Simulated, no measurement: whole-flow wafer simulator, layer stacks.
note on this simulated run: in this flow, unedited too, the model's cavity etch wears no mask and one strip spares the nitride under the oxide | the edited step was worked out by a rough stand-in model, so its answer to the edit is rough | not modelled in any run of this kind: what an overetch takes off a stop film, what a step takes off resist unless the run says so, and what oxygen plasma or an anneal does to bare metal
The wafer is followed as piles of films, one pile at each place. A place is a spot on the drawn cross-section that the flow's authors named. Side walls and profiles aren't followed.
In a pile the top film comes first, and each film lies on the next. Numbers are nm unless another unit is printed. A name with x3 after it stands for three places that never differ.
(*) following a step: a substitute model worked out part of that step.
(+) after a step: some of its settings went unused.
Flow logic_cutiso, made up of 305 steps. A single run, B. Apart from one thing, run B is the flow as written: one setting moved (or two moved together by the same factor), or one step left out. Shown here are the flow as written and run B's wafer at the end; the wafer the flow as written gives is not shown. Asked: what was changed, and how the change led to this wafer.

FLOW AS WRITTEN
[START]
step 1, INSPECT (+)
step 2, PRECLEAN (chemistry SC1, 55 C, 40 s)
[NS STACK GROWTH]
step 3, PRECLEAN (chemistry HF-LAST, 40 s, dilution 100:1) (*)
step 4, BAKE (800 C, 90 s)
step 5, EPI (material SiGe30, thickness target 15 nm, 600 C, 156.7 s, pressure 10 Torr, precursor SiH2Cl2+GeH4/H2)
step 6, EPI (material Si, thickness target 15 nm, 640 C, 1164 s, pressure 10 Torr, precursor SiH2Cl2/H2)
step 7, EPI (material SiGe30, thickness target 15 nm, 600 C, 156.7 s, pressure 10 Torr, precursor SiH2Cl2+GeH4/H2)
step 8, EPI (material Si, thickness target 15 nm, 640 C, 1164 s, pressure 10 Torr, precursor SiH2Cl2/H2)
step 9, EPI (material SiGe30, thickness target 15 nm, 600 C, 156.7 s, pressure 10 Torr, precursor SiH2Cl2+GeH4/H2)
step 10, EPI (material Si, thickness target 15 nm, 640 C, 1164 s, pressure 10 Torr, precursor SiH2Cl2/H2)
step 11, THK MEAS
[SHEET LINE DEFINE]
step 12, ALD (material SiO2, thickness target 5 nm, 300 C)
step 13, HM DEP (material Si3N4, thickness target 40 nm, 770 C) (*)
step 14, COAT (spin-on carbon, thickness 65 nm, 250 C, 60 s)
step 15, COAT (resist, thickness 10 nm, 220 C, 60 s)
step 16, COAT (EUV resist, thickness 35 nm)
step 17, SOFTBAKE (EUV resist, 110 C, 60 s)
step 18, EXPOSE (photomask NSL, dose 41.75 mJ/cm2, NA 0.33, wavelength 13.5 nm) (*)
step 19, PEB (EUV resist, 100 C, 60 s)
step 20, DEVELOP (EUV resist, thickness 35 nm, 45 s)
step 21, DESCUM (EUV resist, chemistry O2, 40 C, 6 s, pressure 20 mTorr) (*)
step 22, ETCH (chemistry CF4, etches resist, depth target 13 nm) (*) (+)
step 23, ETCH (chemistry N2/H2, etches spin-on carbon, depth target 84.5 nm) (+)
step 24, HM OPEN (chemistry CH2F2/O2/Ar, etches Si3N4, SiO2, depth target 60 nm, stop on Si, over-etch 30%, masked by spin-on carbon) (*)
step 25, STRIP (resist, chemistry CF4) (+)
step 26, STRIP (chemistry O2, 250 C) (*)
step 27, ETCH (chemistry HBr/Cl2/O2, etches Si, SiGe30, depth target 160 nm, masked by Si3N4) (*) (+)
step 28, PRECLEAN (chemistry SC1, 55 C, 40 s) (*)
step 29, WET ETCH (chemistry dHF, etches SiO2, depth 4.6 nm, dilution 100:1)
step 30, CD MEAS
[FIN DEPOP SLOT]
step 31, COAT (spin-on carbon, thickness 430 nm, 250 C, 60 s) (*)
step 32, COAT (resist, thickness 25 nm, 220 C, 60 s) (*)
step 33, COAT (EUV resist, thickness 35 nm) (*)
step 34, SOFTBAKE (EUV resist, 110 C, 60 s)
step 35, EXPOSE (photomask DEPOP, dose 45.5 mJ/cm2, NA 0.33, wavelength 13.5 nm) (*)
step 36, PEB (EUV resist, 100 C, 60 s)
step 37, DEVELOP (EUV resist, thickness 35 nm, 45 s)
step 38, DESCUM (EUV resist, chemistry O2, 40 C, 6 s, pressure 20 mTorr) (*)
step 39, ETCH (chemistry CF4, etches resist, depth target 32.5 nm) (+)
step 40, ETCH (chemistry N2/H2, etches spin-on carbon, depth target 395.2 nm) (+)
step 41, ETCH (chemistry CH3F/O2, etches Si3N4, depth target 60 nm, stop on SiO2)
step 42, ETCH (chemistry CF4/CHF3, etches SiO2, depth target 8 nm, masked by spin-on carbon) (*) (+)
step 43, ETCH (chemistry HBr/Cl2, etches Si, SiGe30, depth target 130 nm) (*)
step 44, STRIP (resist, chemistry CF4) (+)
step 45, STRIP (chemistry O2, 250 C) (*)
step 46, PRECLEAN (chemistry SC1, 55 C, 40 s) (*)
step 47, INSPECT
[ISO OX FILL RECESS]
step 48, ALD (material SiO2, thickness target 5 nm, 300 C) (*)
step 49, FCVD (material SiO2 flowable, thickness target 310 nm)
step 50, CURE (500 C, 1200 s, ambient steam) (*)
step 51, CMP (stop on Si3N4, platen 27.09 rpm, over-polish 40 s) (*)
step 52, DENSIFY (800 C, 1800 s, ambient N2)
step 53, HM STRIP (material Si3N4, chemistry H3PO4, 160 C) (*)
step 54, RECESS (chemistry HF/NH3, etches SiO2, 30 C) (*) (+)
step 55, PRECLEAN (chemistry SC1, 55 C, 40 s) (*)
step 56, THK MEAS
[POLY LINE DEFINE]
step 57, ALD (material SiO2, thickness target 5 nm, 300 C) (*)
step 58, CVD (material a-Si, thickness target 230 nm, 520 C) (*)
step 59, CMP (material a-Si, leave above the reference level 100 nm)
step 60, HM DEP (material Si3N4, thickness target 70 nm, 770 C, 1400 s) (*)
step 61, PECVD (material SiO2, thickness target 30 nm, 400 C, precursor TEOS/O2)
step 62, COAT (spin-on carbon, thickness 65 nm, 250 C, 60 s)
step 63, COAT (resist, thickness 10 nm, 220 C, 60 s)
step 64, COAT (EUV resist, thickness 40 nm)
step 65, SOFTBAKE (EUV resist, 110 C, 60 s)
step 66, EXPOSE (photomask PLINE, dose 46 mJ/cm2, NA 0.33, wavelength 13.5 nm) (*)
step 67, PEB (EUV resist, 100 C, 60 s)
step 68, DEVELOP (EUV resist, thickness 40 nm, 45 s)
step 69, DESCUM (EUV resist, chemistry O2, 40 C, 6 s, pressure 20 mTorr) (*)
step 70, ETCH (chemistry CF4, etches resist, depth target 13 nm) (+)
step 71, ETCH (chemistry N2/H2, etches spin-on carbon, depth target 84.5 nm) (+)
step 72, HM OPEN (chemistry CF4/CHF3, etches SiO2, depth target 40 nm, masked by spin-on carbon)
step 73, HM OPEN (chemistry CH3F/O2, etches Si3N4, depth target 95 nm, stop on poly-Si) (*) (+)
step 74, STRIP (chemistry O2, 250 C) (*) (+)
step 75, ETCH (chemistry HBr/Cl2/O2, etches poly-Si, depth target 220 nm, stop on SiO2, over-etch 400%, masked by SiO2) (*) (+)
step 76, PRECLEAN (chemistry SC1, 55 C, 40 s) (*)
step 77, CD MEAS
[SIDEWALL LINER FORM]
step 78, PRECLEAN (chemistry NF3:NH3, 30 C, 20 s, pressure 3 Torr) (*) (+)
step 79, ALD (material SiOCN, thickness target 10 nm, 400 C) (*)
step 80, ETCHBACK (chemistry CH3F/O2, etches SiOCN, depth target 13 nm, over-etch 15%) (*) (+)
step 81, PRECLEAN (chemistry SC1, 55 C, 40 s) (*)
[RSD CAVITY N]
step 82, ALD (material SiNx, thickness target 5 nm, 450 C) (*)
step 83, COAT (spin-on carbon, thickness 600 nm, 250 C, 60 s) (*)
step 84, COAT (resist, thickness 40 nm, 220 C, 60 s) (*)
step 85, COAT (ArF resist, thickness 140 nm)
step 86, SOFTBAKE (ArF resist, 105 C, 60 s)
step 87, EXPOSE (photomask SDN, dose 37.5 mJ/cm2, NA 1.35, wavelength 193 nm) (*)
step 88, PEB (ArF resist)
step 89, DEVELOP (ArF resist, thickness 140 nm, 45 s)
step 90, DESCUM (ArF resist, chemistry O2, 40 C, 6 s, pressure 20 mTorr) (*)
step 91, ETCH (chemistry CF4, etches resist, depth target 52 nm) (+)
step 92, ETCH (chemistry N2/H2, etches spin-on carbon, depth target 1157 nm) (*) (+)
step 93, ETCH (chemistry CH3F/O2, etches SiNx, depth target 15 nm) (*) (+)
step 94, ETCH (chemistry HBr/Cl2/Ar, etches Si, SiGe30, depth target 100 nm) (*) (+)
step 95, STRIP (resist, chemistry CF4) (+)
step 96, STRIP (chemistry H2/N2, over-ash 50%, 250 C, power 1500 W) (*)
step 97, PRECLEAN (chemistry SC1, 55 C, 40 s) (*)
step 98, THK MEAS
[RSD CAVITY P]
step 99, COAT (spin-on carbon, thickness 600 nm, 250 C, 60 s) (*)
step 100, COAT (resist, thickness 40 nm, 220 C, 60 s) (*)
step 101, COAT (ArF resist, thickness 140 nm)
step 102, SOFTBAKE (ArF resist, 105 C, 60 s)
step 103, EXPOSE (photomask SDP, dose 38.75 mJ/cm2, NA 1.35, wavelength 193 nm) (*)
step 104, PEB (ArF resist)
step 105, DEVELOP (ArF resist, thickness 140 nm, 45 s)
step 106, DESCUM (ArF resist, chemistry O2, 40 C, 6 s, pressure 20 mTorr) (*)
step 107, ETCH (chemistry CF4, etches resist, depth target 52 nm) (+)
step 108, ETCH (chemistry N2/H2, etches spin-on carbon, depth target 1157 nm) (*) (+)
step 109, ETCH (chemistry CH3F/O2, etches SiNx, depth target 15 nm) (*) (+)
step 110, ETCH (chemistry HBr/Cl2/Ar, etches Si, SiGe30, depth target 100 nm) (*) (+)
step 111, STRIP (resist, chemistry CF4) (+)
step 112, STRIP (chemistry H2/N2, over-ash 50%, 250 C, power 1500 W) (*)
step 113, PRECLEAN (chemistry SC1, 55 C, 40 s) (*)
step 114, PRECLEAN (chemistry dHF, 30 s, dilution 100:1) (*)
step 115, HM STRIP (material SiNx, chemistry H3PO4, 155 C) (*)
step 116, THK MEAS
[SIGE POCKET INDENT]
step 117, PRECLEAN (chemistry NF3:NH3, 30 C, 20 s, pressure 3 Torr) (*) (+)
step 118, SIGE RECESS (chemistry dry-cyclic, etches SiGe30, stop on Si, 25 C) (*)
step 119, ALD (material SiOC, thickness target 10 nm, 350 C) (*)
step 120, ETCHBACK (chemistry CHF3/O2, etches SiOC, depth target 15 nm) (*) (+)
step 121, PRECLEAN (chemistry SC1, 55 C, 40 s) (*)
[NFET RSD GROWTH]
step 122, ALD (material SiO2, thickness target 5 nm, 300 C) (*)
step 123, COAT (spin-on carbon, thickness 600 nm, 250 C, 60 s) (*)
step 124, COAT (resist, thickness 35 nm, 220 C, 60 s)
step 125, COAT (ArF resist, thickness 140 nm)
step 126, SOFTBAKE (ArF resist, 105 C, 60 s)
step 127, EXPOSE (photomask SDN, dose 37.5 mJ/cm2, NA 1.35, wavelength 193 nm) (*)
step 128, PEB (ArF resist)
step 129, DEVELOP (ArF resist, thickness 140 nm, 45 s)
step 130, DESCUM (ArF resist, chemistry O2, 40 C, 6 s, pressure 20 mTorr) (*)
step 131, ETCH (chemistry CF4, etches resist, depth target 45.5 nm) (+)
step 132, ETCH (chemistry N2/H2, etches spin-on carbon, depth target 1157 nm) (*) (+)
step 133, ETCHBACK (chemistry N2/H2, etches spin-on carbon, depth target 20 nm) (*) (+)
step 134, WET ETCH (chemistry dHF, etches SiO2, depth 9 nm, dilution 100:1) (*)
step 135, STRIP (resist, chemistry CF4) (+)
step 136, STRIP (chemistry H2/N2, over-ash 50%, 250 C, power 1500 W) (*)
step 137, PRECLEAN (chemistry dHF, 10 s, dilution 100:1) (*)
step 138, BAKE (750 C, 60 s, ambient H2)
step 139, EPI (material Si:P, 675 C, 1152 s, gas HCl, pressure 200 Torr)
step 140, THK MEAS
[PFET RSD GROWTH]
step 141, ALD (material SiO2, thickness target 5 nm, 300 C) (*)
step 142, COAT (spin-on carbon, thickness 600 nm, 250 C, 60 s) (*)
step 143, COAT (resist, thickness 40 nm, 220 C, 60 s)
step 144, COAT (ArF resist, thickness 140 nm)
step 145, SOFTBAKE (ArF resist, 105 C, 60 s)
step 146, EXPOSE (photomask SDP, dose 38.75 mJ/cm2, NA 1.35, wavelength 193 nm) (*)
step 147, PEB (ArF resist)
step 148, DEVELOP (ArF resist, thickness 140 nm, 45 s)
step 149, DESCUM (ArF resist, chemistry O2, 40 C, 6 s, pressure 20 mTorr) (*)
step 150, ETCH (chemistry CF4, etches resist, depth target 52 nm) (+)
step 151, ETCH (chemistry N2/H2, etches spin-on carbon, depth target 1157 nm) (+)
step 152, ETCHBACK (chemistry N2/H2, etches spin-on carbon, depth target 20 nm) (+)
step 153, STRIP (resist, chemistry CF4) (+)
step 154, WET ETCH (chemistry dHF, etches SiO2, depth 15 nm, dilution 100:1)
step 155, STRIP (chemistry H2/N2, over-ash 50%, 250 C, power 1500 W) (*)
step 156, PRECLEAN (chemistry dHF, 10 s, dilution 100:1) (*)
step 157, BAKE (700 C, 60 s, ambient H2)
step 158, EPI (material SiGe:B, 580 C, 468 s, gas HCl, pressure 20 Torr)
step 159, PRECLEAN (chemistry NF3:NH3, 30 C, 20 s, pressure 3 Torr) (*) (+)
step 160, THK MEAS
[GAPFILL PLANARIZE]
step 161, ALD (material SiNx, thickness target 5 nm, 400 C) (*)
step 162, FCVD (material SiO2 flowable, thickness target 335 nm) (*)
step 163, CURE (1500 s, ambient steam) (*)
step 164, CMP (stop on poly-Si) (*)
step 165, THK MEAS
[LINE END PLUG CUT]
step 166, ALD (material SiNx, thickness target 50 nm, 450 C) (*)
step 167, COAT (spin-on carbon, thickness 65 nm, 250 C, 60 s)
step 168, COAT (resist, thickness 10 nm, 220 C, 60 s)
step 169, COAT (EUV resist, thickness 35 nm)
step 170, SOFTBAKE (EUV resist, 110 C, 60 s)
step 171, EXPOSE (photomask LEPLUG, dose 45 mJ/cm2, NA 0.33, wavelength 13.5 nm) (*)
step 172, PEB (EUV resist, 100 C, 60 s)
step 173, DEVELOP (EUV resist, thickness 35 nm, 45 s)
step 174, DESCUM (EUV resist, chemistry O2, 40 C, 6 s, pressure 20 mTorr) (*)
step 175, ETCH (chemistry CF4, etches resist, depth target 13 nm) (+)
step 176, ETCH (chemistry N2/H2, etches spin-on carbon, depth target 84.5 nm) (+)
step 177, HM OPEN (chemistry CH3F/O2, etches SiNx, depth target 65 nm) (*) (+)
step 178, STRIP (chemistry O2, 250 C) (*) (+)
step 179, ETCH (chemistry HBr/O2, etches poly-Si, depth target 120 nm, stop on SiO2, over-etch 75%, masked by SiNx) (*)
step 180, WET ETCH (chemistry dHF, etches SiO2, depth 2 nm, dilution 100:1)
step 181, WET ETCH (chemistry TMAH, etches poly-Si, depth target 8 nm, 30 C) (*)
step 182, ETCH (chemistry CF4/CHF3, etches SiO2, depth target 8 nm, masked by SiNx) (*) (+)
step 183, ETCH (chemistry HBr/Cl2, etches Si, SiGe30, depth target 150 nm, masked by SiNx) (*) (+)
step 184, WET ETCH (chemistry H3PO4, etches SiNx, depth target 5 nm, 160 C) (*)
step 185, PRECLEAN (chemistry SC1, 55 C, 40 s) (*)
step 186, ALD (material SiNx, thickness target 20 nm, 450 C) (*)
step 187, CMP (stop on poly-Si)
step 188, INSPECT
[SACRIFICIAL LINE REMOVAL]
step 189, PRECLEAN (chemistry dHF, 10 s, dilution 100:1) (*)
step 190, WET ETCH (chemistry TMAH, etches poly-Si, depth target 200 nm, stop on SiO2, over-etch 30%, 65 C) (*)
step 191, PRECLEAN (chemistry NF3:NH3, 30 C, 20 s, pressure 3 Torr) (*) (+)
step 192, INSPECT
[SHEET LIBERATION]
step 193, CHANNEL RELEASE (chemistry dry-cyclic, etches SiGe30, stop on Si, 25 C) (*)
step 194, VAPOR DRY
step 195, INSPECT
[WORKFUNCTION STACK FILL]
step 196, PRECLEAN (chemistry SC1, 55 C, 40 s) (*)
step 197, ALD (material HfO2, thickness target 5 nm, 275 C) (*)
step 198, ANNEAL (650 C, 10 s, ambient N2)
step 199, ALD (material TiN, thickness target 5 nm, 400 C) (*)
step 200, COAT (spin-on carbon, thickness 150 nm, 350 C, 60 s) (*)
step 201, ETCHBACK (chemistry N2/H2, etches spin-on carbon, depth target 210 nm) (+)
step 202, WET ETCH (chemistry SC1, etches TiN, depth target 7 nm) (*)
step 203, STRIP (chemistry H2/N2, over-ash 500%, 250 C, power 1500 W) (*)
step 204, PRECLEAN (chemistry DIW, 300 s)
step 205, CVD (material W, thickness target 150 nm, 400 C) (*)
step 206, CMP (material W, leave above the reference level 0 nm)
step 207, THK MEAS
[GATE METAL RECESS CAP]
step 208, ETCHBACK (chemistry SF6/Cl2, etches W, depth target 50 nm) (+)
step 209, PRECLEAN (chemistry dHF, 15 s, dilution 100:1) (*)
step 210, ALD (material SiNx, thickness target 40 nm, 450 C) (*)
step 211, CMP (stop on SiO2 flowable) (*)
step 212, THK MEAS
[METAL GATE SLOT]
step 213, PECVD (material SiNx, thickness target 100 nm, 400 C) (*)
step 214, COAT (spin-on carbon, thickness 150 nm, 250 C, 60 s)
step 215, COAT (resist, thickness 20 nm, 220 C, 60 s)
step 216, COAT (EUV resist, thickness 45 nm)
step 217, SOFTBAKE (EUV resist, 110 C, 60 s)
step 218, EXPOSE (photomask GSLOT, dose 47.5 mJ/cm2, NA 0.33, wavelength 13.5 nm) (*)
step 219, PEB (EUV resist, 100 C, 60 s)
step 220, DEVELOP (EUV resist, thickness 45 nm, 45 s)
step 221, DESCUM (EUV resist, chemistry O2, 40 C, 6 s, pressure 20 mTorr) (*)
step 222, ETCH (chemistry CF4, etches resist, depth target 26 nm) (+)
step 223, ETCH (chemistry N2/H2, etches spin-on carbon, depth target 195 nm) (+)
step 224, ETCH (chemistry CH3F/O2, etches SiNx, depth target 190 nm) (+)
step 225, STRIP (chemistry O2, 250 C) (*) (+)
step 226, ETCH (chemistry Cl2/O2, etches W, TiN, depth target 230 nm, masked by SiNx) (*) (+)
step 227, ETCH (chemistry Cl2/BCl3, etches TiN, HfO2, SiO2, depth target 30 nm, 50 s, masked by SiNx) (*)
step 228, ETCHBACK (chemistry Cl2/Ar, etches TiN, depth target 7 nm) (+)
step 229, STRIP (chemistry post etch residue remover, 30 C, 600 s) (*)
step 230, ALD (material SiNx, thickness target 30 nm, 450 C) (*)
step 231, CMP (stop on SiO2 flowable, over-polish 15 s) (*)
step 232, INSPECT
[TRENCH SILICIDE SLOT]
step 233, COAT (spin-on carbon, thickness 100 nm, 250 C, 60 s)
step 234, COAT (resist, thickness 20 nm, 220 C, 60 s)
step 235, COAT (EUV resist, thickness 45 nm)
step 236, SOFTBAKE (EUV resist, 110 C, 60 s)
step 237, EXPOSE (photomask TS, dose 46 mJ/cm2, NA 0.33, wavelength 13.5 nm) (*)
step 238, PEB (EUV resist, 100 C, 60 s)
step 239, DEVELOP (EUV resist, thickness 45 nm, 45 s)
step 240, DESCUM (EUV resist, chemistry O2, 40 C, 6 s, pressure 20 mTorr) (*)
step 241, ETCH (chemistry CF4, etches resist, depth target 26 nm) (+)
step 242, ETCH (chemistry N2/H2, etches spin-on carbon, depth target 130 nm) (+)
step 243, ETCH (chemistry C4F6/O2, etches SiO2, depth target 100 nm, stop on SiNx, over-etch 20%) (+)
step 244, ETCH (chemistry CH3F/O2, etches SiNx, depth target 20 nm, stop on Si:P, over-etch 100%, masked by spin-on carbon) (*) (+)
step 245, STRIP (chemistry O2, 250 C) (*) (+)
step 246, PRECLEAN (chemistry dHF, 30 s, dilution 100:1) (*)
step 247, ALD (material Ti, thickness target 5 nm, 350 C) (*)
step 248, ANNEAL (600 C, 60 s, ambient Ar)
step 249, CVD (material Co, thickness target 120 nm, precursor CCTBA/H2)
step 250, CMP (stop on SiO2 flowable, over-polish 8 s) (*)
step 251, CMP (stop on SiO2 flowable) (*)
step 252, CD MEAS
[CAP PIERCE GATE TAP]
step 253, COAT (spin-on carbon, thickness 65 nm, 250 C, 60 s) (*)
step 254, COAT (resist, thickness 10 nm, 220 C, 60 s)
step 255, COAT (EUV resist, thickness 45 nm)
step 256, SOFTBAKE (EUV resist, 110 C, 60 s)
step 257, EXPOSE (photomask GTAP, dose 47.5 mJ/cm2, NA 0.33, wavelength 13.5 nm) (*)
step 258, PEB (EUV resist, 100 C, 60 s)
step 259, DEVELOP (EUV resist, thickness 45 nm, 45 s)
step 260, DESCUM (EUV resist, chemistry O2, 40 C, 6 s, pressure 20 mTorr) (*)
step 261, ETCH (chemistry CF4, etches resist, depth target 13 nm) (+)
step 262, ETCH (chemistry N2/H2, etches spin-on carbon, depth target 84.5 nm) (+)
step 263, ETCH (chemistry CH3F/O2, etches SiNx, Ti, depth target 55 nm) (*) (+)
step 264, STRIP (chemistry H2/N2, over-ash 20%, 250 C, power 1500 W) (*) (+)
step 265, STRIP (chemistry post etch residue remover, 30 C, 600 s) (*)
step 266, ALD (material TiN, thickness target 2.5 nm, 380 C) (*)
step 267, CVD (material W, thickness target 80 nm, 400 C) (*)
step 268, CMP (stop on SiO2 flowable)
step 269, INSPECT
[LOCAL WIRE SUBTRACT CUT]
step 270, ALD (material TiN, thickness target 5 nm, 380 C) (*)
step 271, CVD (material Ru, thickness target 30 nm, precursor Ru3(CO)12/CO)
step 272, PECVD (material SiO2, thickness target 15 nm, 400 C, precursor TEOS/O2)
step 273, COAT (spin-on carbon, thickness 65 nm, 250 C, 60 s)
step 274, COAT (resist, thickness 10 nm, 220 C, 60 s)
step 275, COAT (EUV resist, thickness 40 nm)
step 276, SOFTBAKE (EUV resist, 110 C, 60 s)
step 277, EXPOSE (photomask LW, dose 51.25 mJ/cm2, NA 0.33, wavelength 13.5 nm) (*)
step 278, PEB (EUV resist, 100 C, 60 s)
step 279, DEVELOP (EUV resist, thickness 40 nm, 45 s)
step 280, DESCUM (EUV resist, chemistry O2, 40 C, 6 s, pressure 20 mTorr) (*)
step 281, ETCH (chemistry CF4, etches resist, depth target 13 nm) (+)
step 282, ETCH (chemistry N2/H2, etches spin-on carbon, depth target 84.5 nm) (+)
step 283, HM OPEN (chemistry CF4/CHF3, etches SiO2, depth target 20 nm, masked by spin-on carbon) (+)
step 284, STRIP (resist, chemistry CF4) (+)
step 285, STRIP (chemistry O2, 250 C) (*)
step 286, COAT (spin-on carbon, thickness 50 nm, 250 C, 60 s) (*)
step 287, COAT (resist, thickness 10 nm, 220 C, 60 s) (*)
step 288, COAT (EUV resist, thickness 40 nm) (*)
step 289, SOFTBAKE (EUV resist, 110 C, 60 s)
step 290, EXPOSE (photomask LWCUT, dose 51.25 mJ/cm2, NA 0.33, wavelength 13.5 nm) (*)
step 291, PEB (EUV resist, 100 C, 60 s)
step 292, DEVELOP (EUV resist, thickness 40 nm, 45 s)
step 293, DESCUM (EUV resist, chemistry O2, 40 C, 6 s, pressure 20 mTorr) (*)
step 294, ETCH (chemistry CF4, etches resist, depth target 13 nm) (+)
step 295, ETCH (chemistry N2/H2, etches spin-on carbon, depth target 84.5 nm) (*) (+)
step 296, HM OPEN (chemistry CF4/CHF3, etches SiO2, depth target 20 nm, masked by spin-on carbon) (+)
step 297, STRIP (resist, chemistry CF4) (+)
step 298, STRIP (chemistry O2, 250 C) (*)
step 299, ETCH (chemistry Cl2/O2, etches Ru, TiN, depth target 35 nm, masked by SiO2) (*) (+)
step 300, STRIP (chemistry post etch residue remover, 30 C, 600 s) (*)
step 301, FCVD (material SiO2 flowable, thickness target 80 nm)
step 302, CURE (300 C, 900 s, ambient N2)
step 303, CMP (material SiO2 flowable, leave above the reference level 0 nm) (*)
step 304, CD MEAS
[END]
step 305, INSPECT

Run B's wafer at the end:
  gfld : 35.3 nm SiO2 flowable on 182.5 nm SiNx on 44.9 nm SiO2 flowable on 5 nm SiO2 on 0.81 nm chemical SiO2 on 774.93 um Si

What caused this: step 227, ETCH: depth target 24 nm was run, though the flow has depth target 30 nm.

Step by step, how the change led to this:
  step 227, ETCH (chemistry Cl2/BCl3, etches TiN, HfO2, SiO2, depth target 30 nm, 50 s, masked by SiNx) (*)
      gfld: -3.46 HfO2 (all of it), -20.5 SiO2 flowable (in the flow as written it would be: -3.46 HfO2 (all of it), -26.5 SiO2 flowable)
  step 230, ALD (material SiNx, thickness target 30 nm, 450 C) (*)
      gfld: +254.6 SiNx (new film) (in the flow as written it would be: +260.6 SiNx (new film))
